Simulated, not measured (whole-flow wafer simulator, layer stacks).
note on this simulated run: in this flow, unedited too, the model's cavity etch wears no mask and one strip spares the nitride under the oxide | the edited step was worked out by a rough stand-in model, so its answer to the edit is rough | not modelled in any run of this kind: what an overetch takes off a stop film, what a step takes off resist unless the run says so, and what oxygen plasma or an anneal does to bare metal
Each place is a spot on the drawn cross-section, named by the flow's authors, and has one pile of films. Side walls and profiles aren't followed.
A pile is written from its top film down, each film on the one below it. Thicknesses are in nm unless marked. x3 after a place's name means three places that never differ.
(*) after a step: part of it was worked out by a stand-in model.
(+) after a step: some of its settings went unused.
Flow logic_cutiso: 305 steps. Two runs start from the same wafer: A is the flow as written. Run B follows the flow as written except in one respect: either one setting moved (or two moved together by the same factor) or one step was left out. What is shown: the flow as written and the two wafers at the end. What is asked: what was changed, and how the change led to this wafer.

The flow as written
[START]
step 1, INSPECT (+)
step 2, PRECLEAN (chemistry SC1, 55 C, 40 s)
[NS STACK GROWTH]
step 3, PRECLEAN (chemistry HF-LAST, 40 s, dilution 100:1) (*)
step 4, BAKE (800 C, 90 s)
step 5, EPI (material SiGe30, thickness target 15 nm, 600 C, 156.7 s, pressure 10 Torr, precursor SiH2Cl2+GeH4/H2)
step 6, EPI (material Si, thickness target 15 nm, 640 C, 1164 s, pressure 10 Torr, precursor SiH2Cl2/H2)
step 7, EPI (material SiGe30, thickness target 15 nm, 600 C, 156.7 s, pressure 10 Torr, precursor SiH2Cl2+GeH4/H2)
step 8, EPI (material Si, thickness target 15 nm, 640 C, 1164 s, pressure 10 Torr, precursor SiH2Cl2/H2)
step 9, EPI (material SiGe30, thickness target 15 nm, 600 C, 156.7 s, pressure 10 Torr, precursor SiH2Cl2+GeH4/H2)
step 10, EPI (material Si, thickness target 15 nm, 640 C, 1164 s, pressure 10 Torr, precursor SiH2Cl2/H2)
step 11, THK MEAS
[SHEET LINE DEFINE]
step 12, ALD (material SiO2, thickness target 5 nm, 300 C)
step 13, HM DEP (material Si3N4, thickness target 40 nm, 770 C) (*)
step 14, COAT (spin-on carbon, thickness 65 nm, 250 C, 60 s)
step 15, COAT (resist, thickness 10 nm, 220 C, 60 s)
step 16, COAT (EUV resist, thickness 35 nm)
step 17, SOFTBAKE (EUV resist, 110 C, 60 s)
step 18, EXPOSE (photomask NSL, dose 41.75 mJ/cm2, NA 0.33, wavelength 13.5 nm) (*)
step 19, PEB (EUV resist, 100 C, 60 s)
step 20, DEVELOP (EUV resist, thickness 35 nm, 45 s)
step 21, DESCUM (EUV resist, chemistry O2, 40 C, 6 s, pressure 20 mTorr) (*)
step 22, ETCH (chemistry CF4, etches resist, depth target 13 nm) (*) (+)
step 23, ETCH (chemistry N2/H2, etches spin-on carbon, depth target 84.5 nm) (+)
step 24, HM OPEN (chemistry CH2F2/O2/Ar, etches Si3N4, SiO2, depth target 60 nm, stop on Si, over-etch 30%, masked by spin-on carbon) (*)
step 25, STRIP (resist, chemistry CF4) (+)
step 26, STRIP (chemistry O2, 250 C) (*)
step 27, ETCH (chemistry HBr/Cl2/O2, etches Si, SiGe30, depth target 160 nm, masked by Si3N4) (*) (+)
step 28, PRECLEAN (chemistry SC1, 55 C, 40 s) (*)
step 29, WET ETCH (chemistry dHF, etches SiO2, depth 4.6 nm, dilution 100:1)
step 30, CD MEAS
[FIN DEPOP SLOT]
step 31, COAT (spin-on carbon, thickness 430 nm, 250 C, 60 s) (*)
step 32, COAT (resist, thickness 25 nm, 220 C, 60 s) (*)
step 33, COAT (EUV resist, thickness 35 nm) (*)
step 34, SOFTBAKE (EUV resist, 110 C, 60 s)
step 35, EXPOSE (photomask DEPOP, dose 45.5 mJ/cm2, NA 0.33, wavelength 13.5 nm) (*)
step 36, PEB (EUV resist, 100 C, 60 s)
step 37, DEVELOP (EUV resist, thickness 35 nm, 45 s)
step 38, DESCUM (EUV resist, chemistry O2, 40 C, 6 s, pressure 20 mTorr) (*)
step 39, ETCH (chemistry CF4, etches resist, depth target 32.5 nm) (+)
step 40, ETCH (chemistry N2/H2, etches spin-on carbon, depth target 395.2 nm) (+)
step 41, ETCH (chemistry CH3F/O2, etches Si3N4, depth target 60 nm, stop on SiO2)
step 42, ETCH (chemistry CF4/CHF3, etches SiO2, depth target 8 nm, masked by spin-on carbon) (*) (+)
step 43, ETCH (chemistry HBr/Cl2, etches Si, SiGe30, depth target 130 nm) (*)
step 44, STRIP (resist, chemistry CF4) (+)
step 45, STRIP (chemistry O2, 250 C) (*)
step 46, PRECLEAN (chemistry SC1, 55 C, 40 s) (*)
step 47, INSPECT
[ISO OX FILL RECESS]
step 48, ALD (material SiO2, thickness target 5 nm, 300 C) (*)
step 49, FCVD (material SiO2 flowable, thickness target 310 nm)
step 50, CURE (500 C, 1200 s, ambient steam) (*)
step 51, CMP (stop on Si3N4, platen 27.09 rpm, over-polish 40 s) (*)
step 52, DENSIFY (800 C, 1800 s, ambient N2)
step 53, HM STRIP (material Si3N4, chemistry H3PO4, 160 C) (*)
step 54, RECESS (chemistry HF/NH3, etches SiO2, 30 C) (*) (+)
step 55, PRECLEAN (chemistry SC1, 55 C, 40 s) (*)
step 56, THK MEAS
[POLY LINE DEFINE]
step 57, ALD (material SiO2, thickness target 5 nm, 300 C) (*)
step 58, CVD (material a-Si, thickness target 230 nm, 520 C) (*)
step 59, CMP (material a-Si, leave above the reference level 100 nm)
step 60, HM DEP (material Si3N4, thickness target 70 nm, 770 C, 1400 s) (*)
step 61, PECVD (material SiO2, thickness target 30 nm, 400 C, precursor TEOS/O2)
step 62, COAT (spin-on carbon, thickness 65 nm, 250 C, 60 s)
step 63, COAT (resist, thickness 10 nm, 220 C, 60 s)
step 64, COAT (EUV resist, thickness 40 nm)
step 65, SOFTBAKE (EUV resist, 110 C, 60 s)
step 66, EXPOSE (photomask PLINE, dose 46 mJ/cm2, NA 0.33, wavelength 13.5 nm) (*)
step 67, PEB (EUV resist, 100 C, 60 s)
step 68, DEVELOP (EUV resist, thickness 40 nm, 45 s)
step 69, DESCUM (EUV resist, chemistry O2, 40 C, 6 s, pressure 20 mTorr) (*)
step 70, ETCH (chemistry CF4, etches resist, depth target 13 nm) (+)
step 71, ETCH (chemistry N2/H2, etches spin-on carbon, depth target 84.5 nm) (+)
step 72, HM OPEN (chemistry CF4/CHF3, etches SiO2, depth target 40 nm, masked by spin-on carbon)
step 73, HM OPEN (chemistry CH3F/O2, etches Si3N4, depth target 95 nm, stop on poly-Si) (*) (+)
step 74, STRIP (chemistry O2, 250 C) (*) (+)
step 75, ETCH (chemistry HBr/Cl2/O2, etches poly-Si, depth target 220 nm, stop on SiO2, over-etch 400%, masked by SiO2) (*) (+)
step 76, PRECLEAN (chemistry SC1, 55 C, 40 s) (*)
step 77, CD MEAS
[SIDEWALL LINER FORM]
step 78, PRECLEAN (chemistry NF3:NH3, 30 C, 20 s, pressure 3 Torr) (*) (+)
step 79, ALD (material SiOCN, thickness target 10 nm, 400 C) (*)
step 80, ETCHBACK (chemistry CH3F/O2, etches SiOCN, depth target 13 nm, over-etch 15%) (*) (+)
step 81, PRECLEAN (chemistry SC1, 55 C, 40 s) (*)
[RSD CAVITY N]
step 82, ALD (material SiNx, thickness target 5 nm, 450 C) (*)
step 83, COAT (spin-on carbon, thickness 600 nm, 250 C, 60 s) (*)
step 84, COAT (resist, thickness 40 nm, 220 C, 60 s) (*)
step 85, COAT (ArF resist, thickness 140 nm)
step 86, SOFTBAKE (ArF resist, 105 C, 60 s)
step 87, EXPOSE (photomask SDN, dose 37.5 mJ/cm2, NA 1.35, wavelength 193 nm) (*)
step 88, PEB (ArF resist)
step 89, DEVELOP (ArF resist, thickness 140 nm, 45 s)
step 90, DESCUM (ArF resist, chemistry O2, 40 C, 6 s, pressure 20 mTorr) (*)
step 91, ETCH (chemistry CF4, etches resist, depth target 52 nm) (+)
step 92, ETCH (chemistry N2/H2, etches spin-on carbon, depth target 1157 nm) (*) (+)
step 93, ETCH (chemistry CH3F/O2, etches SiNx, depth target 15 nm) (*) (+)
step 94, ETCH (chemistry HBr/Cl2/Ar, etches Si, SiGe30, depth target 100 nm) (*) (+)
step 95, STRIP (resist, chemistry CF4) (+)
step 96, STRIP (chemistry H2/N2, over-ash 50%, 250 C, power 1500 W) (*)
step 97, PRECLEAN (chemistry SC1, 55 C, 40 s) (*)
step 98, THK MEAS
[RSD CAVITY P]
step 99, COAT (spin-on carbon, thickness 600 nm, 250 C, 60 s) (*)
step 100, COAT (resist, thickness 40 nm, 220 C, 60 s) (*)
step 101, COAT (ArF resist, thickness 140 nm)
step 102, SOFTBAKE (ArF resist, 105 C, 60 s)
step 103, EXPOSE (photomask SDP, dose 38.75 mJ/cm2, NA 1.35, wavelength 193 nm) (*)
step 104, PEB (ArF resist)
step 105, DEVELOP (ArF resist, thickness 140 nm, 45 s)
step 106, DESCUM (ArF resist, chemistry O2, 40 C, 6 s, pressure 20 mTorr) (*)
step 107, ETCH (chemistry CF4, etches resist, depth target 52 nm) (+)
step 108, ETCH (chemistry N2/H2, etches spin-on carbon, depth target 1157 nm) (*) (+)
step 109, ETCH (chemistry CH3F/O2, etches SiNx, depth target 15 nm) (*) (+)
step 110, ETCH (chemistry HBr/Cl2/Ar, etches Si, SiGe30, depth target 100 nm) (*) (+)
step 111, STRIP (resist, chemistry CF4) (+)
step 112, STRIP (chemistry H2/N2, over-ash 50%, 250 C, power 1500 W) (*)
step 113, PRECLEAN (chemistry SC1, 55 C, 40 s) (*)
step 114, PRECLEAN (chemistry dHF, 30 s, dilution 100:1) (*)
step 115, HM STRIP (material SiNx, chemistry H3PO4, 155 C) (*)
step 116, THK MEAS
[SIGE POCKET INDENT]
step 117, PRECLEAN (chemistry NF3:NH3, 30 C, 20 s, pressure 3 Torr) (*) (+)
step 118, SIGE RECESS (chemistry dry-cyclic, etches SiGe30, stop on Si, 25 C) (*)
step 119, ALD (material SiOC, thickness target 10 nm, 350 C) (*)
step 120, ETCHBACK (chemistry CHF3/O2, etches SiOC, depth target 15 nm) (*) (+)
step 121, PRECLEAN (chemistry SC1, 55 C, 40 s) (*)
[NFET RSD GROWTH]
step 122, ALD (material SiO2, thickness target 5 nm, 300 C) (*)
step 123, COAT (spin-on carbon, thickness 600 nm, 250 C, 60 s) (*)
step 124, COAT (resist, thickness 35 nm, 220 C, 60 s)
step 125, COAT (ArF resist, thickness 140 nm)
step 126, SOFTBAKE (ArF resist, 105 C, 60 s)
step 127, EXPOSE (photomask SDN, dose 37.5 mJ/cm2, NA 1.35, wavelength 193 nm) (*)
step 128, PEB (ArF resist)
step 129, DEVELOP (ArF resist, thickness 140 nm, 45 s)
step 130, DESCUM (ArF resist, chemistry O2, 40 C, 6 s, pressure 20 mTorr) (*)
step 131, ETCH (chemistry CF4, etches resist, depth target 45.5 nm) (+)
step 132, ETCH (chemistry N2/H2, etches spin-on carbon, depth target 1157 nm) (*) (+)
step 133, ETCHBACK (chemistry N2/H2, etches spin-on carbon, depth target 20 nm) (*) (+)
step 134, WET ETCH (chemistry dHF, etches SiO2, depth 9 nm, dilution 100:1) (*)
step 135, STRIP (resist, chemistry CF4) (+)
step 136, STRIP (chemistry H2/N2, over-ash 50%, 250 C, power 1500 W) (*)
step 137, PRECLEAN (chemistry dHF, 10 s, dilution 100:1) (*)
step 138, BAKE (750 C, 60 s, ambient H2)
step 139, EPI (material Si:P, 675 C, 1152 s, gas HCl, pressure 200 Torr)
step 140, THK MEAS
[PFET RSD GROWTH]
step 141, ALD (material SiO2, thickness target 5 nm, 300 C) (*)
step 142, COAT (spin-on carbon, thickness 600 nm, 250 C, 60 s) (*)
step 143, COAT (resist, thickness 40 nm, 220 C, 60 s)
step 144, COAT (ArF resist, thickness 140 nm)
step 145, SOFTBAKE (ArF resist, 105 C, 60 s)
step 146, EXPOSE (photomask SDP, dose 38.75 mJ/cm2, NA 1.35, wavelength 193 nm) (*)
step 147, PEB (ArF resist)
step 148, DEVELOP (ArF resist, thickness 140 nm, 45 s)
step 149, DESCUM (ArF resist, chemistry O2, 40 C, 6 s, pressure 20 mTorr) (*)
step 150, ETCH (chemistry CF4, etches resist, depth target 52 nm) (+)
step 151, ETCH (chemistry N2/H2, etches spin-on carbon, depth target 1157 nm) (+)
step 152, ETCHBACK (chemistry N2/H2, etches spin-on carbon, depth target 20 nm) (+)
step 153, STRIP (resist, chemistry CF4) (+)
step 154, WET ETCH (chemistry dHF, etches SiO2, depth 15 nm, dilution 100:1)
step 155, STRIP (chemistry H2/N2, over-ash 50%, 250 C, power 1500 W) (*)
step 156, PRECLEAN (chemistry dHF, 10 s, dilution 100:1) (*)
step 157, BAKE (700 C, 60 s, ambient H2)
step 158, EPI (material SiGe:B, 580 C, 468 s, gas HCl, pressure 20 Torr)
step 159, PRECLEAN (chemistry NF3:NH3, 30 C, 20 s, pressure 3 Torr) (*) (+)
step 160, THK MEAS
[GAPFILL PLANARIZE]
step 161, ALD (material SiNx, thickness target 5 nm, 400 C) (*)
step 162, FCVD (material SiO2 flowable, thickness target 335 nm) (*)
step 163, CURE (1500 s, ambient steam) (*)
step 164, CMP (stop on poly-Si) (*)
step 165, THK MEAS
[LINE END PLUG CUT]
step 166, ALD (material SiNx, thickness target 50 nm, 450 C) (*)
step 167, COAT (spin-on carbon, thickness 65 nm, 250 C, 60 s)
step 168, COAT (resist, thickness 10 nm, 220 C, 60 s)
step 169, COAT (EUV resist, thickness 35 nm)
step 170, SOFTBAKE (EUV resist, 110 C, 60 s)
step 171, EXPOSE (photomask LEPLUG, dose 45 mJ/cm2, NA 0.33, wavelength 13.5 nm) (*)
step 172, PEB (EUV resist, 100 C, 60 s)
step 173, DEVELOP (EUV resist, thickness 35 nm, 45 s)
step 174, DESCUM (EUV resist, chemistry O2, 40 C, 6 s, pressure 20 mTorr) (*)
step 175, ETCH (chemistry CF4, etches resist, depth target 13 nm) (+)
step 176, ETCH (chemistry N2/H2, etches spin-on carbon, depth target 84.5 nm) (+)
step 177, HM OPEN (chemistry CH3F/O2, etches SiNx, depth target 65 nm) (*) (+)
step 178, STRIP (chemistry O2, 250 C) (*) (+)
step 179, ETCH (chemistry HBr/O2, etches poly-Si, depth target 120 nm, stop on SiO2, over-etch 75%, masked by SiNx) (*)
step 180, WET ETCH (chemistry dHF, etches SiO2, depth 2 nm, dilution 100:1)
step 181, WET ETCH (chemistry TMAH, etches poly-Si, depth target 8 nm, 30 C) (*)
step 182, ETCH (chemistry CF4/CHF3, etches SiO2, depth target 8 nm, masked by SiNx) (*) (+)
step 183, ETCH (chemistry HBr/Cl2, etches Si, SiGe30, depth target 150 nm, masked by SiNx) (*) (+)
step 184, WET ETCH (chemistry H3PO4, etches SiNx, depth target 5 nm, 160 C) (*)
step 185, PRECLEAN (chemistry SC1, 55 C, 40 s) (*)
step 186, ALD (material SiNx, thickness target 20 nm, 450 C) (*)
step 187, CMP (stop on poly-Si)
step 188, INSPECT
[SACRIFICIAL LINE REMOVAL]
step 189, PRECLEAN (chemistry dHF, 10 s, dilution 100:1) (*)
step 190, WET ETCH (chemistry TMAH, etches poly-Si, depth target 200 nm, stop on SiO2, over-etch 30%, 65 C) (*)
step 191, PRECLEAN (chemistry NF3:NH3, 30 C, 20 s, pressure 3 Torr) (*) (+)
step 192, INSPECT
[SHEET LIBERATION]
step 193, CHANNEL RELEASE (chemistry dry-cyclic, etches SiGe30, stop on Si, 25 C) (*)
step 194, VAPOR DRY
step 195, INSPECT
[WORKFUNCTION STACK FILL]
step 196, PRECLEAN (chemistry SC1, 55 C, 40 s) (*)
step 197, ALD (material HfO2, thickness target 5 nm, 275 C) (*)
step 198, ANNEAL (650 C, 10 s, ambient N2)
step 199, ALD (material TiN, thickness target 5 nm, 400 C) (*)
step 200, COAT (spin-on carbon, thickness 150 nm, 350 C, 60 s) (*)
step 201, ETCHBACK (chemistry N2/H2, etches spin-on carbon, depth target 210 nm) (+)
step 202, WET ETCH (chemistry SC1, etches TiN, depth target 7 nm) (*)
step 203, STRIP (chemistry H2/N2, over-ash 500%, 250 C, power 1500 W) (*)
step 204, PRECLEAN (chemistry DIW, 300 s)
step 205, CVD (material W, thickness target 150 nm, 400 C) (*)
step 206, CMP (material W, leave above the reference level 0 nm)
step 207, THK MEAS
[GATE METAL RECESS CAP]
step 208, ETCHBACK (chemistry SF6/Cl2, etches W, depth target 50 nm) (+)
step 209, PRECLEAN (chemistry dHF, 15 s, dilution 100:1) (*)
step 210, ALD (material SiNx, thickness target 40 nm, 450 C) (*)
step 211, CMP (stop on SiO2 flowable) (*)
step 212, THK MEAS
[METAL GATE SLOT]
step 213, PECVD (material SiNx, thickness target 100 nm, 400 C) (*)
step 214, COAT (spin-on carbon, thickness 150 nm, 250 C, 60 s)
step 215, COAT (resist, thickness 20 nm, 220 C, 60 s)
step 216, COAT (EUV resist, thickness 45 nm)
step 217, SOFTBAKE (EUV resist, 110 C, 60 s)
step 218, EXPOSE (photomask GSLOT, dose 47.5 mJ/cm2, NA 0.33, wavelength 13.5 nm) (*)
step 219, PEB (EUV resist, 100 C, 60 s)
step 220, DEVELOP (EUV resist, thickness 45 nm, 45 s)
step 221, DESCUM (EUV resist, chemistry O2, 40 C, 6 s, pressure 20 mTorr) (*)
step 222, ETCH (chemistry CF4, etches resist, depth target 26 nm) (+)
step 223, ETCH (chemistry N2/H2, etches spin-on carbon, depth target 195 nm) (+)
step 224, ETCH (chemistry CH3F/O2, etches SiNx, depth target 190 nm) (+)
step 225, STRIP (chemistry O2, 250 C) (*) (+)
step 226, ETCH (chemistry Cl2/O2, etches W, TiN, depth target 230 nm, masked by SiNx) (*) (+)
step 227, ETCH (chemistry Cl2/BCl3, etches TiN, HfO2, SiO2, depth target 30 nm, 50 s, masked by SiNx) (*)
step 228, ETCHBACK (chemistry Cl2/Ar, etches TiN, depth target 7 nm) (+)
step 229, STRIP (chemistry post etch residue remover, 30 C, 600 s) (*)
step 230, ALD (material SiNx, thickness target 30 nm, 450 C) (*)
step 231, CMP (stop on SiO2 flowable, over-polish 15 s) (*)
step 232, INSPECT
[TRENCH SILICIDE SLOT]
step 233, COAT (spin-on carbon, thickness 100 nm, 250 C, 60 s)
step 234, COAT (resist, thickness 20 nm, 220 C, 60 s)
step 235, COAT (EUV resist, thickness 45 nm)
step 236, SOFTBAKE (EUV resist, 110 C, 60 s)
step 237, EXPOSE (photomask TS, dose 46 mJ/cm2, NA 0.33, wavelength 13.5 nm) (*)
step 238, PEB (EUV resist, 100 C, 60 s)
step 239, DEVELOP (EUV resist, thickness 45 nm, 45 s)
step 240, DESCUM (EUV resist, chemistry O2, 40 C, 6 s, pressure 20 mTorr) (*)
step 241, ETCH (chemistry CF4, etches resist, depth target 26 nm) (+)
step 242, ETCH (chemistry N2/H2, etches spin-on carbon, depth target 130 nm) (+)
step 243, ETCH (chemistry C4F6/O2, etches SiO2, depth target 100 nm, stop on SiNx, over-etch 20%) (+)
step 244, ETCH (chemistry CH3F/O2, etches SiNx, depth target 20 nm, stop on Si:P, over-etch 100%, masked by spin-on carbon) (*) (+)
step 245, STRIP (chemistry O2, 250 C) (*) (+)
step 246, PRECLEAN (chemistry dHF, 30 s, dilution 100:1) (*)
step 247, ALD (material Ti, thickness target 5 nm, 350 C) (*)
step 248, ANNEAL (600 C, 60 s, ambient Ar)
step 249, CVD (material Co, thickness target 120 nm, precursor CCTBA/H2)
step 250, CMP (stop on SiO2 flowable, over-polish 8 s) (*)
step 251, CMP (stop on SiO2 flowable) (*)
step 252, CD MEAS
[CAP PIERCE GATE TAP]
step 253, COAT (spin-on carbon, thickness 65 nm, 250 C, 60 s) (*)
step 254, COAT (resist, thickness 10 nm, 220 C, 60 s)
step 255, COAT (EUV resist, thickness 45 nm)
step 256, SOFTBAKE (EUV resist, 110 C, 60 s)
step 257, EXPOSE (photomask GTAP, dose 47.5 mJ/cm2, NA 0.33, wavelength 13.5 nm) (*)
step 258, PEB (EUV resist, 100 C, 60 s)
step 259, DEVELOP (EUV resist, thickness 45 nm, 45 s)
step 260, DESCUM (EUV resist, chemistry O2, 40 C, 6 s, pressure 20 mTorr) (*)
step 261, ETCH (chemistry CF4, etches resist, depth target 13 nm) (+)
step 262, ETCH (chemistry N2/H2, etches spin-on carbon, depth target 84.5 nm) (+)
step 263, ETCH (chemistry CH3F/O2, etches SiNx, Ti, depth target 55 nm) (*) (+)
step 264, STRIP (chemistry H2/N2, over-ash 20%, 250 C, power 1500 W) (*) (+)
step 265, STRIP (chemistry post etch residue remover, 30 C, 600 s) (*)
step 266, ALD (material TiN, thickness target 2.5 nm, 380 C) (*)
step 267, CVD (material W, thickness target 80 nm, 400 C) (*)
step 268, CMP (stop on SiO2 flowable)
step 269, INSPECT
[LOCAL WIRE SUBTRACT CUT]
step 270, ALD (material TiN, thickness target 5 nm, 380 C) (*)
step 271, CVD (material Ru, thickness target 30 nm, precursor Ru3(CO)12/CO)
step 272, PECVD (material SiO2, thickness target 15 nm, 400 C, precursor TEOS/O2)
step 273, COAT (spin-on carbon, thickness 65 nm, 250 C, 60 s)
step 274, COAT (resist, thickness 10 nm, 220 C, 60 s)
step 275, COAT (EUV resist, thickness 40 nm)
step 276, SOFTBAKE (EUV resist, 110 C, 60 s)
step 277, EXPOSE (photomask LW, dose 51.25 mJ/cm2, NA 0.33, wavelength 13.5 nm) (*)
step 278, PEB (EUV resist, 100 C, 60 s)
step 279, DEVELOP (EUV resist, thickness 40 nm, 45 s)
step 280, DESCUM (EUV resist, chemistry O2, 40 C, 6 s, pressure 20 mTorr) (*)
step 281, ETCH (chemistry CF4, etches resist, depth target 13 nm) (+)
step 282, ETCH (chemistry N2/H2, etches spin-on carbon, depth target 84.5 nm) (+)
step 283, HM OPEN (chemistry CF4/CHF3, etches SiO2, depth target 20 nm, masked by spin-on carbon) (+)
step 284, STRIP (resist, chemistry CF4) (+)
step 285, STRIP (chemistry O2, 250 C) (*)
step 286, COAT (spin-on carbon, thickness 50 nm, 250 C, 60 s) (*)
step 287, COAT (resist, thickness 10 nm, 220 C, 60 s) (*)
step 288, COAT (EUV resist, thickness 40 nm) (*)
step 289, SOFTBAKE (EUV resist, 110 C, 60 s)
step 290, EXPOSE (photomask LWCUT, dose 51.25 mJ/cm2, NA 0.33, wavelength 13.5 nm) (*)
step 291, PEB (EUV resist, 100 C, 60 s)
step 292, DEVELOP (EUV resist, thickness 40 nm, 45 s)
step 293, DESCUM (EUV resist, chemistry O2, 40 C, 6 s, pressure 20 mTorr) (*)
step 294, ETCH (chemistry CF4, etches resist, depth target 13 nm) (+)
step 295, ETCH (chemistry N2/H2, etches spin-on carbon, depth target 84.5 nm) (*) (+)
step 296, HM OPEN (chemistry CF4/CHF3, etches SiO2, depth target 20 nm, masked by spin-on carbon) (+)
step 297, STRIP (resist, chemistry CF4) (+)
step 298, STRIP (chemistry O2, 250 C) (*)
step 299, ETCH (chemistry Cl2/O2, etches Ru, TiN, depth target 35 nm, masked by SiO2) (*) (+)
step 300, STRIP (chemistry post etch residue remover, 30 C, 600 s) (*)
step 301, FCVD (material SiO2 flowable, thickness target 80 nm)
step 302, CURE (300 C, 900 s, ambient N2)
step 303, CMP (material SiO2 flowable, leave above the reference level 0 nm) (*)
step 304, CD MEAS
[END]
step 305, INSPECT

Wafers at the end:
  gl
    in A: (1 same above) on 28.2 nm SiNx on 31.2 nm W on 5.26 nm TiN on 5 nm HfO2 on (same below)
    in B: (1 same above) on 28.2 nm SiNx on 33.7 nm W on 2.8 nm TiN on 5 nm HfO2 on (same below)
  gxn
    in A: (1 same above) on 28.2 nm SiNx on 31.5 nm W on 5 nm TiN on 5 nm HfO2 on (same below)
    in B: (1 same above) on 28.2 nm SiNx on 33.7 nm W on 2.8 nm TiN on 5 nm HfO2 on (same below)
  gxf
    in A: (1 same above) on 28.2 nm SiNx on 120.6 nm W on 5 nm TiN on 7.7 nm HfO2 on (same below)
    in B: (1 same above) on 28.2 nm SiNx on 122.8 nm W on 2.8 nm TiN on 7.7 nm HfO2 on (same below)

Cause: step 199, ALD: thickness target 2.8 nm was run, though the flow has thickness target 5 nm.
The wafer lets one read it off: gxn has TiN 2.8, and step 199 as written asks for 5 nm.

How this came from the change, step by step:
  step 199, ALD (material TiN, thickness target 5 nm, 400 C) (*)
      depop, dpovl, gxf and 12 more: A TiN gains 5 (new film) | B TiN gains 2.8 (new film)
      gl, glp, tap: A TiN gains 5.26 (new film), TiN gains 4.49 (new film), cavity loses 4.49 (all of it), TiN gains 4.49 (new film), cavity loses 4.49 (all of it), TiN gains 4.49 (new film), cavity loses 4.49 (all of it) | B TiN gains 2.8 (new film), TiN gains 4.49 (new film), cavity loses 4.49 (all of it), TiN gains 4.49 (new film), cavity loses 4.49 (all of it), TiN gains 4.49 (new film), cavity loses 4.49 (all of it)
      (and at 4 other places as well)
  step 200, COAT (spin-on carbon, thickness 150 nm, 350 C, 60 s) (*)
      gl, glp: A spin-on carbon gains 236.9 (new film) | B spin-on carbon gains 230.5 (new film)
      gxn, gxp: A spin-on carbon gains 236.9 (new film) | B spin-on carbon gains 230.1 (new film)
      (and at 17 other places as well)
  step 201, ETCHBACK (chemistry N2/H2, etches spin-on carbon, depth target 210 nm) (+)
      lnr, lnrp: A spin-on carbon loses 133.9 (all of it) | B spin-on carbon loses 127.5 (all of it)
      rsdn, rsdw: A spin-on carbon loses 145.8 (all of it) | B spin-on carbon loses 139.2 (all of it)
      (and at 11 other places as well)
  step 202, WET ETCH (chemistry SC1, etches TiN, depth target 7 nm) (*)
      depop, dpovl, iso and 12 more: A TiN loses 5 (all of it) | B TiN loses 2.8 (all of it)
  step 203, STRIP (chemistry H2/N2, over-ash 500%, 250 C, power 1500 W) (*)
      gl, glp: A spin-on carbon loses 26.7 (all of it) | B spin-on carbon loses 20.3 (all of it)
      gxn, gxp: A spin-on carbon loses 26.8 (all of it) | B spin-on carbon loses 19.9 (all of it)
      (and at 3 other places as well)
  step 226, ETCH (chemistry Cl2/O2, etches W, TiN, depth target 230 nm, masked by SiNx) (*) (+)
      gfld: A W loses 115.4 (all of it), TiN loses 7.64 (all of it), HfO2 loses 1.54 | B W loses 120.3 (all of it), TiN loses 2.8 (all of it), HfO2 loses 1.54
